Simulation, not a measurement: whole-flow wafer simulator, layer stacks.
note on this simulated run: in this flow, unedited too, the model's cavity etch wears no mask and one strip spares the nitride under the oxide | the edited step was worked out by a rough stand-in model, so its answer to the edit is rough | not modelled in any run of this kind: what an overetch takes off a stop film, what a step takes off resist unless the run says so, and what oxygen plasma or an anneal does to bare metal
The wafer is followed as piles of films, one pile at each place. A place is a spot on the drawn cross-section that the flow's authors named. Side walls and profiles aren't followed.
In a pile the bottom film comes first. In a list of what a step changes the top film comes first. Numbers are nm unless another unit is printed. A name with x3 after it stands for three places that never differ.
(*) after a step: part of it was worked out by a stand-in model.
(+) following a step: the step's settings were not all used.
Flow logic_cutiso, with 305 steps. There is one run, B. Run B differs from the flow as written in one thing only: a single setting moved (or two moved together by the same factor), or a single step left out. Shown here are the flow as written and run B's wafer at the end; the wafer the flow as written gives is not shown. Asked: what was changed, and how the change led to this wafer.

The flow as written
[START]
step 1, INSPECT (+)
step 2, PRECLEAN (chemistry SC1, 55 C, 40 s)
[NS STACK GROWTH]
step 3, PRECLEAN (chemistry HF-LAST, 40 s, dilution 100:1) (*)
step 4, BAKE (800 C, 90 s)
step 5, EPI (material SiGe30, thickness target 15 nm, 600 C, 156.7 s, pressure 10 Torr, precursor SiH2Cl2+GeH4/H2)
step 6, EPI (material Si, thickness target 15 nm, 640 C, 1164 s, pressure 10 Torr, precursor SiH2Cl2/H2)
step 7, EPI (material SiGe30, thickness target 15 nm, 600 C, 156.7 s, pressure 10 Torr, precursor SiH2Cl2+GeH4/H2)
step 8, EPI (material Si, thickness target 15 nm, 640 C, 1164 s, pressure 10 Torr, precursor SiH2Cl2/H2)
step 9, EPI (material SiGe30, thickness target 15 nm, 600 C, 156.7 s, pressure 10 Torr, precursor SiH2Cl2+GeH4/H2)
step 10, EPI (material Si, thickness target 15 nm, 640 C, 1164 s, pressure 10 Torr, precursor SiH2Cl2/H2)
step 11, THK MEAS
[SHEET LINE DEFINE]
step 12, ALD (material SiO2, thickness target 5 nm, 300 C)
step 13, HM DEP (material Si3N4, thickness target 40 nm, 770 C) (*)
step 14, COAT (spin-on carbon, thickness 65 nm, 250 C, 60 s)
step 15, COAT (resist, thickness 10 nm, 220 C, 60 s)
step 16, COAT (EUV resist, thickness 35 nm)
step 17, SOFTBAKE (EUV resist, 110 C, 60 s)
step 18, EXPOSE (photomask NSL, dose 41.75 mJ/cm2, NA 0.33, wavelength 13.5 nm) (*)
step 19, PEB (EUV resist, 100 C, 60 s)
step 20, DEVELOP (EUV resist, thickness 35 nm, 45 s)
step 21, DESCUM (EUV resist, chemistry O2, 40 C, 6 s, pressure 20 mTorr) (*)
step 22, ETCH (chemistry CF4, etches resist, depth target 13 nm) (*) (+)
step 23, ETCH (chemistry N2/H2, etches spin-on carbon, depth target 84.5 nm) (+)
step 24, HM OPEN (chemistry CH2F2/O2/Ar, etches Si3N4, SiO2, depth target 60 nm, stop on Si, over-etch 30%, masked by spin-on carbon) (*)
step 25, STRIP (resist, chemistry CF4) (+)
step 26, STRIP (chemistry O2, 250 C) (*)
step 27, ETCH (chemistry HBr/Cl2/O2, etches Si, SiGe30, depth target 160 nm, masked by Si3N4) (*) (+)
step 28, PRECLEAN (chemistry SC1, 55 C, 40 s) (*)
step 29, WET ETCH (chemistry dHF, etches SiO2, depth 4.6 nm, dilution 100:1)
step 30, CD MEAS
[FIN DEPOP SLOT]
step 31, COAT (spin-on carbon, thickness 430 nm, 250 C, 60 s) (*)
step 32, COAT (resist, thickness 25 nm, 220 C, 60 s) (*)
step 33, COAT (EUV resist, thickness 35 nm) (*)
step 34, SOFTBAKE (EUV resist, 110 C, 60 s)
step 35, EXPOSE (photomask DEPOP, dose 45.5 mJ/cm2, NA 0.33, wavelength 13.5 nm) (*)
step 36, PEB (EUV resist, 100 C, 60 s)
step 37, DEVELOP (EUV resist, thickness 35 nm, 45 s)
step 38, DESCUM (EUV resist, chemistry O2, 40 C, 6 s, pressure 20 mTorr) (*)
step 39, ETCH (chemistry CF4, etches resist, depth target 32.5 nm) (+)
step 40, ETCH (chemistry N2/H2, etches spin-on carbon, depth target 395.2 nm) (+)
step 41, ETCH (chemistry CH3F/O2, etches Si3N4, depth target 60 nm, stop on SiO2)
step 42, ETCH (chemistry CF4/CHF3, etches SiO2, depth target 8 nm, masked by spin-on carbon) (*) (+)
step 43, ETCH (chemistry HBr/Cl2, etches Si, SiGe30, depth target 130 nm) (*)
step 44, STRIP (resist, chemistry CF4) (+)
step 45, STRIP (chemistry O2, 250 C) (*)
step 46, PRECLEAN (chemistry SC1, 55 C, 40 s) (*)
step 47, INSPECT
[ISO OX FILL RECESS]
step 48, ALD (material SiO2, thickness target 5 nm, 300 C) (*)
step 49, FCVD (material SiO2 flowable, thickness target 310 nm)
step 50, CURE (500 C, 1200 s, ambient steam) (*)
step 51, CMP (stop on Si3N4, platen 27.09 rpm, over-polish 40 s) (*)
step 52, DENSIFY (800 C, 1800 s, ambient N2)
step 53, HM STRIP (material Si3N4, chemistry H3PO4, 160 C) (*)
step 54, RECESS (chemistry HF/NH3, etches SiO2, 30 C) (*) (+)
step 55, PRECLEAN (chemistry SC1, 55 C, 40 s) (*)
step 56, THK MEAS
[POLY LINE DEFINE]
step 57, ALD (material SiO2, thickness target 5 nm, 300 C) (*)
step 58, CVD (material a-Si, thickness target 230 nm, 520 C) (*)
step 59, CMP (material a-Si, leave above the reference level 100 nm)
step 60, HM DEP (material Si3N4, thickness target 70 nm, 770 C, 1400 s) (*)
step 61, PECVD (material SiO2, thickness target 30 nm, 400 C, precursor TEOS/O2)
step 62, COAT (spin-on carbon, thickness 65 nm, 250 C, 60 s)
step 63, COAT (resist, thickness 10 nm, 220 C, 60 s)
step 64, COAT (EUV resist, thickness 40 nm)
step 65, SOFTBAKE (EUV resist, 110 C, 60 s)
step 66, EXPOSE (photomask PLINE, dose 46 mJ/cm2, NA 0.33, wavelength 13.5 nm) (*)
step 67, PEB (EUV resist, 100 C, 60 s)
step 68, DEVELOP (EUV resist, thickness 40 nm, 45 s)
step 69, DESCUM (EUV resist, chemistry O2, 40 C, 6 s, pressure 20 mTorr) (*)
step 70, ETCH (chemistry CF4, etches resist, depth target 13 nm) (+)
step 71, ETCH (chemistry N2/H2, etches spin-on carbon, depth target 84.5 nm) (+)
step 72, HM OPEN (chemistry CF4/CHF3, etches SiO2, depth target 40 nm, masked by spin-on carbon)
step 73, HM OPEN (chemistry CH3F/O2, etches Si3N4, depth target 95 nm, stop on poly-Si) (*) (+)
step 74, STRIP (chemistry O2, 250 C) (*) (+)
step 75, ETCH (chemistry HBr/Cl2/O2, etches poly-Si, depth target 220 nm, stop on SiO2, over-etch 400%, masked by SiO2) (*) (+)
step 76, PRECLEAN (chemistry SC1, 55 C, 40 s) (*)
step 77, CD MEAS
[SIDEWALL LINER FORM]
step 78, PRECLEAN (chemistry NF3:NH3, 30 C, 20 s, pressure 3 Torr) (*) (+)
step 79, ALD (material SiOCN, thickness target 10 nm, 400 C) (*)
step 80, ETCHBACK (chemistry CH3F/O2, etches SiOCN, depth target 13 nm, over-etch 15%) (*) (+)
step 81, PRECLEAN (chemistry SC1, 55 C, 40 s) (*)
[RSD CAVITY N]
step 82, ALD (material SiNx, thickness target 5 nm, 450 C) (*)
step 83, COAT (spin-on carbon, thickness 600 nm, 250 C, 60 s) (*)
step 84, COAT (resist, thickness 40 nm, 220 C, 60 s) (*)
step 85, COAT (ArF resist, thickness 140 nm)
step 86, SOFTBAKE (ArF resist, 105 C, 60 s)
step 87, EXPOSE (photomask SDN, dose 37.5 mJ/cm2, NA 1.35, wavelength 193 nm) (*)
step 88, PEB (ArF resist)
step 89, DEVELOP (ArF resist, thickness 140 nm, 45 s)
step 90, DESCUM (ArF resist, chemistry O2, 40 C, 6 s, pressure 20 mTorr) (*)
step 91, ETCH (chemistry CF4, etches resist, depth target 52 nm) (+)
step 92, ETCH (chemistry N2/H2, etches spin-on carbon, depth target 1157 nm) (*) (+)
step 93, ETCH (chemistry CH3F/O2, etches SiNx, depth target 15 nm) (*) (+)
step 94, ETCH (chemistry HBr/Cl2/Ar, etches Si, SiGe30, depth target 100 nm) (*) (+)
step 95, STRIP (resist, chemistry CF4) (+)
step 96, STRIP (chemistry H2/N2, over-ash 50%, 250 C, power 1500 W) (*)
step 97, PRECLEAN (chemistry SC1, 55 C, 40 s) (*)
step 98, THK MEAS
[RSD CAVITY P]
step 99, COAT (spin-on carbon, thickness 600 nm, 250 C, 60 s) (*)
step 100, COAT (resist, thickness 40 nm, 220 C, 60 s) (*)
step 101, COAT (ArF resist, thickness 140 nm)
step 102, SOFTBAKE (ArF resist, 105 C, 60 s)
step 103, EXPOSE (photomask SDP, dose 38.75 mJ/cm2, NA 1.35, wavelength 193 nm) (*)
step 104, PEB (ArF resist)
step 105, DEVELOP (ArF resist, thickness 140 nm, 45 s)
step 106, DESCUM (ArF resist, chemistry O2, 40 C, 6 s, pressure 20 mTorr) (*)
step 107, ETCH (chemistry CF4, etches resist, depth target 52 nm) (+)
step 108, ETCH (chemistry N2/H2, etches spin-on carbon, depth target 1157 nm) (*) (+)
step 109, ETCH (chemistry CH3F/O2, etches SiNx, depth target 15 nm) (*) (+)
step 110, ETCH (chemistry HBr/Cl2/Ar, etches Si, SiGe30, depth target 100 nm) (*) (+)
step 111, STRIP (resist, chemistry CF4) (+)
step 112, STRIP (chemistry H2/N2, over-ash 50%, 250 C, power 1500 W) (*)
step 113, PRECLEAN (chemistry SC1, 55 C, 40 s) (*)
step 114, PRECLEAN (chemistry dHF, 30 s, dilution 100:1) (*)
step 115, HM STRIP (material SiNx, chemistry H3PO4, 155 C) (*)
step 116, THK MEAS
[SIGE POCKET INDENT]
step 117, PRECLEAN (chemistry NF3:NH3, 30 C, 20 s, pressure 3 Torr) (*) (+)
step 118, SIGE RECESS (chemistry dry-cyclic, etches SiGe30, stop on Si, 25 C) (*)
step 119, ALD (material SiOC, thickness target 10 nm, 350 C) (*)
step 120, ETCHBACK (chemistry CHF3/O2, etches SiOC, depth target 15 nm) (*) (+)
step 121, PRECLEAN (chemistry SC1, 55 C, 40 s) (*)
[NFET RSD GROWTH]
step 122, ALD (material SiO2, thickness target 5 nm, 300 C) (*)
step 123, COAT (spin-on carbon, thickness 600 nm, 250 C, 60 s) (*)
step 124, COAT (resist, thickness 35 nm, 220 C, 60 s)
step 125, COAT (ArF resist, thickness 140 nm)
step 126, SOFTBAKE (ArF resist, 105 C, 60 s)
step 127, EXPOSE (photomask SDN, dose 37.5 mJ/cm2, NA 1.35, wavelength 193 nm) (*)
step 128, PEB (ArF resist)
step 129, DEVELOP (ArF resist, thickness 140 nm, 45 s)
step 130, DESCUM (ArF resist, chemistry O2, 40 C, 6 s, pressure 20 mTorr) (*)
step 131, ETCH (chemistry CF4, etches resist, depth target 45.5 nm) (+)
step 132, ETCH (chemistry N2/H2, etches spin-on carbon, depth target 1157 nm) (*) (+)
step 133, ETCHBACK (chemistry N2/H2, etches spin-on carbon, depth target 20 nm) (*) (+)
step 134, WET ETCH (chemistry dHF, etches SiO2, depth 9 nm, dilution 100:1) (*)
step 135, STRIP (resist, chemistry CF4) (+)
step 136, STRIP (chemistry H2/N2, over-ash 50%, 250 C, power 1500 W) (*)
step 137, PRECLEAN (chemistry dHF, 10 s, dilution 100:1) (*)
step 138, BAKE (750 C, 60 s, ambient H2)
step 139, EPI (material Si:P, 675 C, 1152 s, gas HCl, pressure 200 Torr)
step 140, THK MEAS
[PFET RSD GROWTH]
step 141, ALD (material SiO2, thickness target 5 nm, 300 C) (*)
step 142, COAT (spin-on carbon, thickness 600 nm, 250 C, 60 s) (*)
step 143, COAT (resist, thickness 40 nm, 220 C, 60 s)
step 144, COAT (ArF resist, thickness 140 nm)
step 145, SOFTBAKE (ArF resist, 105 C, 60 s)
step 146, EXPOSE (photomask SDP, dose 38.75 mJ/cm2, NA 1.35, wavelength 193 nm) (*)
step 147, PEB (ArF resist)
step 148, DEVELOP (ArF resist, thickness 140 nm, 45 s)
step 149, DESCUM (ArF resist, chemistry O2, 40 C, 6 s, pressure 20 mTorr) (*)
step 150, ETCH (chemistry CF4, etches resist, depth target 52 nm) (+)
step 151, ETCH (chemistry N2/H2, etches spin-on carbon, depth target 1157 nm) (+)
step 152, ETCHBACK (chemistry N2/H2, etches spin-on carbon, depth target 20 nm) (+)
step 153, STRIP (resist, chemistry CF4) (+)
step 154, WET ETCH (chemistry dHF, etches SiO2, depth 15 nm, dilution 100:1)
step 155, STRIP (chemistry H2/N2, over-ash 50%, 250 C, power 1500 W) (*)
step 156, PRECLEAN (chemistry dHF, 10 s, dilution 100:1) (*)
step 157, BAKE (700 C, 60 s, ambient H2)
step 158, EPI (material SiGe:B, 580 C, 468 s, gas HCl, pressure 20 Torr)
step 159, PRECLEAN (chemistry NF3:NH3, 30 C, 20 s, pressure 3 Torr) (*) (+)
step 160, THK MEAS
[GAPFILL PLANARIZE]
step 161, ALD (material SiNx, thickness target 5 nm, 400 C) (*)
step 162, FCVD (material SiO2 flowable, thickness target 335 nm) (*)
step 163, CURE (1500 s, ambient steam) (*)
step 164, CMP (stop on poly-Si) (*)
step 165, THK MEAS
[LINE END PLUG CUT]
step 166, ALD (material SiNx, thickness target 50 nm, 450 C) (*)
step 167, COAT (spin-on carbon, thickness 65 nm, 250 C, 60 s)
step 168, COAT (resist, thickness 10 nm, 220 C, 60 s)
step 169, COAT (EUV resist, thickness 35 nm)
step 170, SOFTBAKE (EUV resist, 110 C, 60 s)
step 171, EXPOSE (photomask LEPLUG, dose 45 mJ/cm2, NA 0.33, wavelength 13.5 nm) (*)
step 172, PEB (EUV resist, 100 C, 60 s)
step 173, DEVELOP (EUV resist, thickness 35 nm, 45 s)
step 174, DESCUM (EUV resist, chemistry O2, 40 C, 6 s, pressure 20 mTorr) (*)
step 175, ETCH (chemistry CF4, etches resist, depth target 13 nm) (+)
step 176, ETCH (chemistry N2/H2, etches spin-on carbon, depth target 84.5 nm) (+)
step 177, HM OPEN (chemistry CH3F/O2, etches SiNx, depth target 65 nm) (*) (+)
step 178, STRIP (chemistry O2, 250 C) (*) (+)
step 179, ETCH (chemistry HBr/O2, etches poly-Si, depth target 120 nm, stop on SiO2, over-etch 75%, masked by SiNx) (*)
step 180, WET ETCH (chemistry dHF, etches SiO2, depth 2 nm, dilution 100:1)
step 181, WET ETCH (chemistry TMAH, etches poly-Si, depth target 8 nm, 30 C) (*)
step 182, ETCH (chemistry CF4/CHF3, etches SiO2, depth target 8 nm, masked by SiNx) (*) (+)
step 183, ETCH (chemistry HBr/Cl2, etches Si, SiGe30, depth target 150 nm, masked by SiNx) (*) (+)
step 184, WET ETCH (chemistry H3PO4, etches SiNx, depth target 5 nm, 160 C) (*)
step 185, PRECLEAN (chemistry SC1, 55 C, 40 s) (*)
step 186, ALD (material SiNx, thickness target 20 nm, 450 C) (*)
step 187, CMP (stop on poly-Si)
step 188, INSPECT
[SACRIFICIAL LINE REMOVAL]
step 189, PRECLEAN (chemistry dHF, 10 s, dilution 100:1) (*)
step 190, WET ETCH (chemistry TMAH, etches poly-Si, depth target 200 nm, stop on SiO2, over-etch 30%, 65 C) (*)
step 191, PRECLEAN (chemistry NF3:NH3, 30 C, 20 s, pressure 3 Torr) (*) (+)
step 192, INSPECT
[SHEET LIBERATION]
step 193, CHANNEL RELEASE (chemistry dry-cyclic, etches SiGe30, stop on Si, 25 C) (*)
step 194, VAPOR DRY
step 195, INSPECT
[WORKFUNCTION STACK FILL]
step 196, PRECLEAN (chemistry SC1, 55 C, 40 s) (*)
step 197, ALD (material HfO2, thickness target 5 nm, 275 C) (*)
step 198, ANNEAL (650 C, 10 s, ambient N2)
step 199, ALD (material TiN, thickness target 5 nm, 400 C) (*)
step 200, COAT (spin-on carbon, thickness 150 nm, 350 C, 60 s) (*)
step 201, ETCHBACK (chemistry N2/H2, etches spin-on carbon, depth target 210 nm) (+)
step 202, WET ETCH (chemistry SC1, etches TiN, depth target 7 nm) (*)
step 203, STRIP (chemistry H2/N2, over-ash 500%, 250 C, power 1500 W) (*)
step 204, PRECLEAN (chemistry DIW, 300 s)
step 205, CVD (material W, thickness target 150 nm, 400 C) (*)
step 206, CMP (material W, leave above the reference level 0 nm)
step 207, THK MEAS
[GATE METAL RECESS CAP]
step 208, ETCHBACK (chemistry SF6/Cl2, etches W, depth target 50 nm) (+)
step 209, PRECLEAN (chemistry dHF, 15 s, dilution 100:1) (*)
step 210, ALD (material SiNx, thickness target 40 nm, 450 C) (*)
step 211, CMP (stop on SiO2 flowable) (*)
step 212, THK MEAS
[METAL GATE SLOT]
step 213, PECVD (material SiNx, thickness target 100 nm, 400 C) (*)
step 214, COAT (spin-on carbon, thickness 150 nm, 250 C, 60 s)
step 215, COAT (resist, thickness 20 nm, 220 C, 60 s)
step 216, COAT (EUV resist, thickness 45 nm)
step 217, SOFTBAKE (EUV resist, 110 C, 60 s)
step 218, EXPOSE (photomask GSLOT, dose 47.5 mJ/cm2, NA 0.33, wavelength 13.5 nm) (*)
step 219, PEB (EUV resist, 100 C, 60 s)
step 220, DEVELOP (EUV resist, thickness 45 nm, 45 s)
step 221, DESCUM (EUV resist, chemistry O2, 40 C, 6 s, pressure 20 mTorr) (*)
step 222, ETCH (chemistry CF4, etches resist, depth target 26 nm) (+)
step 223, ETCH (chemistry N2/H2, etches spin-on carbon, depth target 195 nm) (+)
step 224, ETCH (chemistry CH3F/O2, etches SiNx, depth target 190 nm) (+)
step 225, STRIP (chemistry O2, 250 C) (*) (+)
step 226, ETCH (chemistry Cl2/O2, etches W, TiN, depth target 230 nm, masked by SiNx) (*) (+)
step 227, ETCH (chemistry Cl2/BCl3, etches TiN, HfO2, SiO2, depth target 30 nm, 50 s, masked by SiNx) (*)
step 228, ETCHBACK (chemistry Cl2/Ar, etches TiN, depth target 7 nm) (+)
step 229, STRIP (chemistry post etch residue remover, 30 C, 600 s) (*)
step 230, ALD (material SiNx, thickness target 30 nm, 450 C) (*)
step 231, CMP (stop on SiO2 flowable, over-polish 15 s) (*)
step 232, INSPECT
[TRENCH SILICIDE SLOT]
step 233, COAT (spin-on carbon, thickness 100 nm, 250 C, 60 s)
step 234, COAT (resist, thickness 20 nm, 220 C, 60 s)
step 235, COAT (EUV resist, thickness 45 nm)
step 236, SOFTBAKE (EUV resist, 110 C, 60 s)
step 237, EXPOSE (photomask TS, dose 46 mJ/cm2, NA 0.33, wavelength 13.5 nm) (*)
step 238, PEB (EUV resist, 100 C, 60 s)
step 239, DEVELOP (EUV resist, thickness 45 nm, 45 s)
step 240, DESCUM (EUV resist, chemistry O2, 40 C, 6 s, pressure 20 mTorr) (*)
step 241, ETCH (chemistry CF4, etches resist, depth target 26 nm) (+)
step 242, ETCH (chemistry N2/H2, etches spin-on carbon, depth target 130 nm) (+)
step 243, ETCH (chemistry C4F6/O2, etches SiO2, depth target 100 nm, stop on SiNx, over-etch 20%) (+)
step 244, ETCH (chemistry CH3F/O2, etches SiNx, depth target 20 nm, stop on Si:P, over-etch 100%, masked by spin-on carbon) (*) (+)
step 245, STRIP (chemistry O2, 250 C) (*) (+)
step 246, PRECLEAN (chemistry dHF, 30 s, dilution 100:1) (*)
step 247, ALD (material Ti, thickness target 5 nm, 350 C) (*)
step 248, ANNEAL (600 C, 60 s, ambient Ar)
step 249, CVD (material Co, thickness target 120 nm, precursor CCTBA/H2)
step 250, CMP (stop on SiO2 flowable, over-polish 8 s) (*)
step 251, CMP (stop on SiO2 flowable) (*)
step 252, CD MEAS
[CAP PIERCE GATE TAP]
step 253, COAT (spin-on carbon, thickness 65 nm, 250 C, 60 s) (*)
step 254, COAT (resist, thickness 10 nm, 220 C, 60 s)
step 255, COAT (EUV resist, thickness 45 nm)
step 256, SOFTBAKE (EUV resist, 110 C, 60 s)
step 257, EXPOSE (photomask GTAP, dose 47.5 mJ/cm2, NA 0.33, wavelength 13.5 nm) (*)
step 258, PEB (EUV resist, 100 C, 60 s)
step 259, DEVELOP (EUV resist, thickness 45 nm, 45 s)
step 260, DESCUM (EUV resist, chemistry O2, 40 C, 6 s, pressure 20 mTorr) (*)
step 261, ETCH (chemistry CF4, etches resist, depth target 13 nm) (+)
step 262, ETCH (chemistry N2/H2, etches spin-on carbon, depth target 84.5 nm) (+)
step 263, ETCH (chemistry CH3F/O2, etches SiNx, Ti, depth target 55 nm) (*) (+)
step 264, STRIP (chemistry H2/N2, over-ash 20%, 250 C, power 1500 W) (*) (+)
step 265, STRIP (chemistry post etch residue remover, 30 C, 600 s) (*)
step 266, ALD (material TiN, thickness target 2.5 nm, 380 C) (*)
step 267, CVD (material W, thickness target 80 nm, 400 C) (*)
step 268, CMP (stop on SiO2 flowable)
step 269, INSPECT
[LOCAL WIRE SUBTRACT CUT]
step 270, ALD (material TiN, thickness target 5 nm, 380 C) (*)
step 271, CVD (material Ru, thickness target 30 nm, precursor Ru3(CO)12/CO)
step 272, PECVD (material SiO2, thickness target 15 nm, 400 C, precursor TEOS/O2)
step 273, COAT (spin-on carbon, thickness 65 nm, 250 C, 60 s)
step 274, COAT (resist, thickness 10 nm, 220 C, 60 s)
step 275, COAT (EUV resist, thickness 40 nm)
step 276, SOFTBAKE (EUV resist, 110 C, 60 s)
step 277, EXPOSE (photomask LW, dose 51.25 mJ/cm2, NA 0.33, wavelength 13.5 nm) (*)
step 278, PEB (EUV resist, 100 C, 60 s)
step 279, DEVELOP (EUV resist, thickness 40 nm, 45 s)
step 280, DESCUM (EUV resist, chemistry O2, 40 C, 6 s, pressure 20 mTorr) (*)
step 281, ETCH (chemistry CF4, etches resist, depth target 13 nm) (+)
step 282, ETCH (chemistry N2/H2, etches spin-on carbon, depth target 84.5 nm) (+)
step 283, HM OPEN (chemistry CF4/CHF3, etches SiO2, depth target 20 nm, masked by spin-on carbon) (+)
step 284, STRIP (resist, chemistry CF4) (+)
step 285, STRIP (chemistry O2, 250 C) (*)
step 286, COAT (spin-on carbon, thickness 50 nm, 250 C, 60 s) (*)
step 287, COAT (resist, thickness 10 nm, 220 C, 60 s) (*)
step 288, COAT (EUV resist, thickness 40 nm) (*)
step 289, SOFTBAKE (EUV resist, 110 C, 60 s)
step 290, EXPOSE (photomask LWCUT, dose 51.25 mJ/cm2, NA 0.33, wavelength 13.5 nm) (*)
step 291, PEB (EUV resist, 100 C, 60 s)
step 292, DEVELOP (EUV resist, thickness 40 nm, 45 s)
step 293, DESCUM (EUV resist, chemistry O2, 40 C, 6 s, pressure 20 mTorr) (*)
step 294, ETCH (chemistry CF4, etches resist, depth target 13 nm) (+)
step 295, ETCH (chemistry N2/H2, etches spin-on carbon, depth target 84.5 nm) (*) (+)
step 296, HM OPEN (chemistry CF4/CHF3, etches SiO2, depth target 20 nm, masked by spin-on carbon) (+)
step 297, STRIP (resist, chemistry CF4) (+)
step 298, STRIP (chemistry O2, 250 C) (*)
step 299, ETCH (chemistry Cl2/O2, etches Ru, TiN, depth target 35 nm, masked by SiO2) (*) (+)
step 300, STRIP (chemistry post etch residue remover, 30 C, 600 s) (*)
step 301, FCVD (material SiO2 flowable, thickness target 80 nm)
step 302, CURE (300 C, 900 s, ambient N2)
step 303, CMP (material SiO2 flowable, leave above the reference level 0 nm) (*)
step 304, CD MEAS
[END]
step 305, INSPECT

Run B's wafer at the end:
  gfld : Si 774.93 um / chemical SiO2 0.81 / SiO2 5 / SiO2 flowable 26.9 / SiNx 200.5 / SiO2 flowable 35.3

What caused this: step 227, ETCH: depth target 42 nm was run, whereas the flow has depth target 30 nm.

The path from the change to this, step by step:
  step 227, ETCH (chemistry Cl2/BCl3, etches TiN, HfO2, SiO2, depth target 30 nm, 50 s, masked by SiNx) (*)
      gfld: -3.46 HfO2 (all of it), -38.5 SiO2 flowable (it would be, as written: -3.46 HfO2 (all of it), -26.5 SiO2 flowable)
  step 230, ALD (material SiNx, thickness target 30 nm, 450 C) (*)
      gfld: +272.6 SiNx (new film) (it would be, as written: +260.6 SiNx (new film))
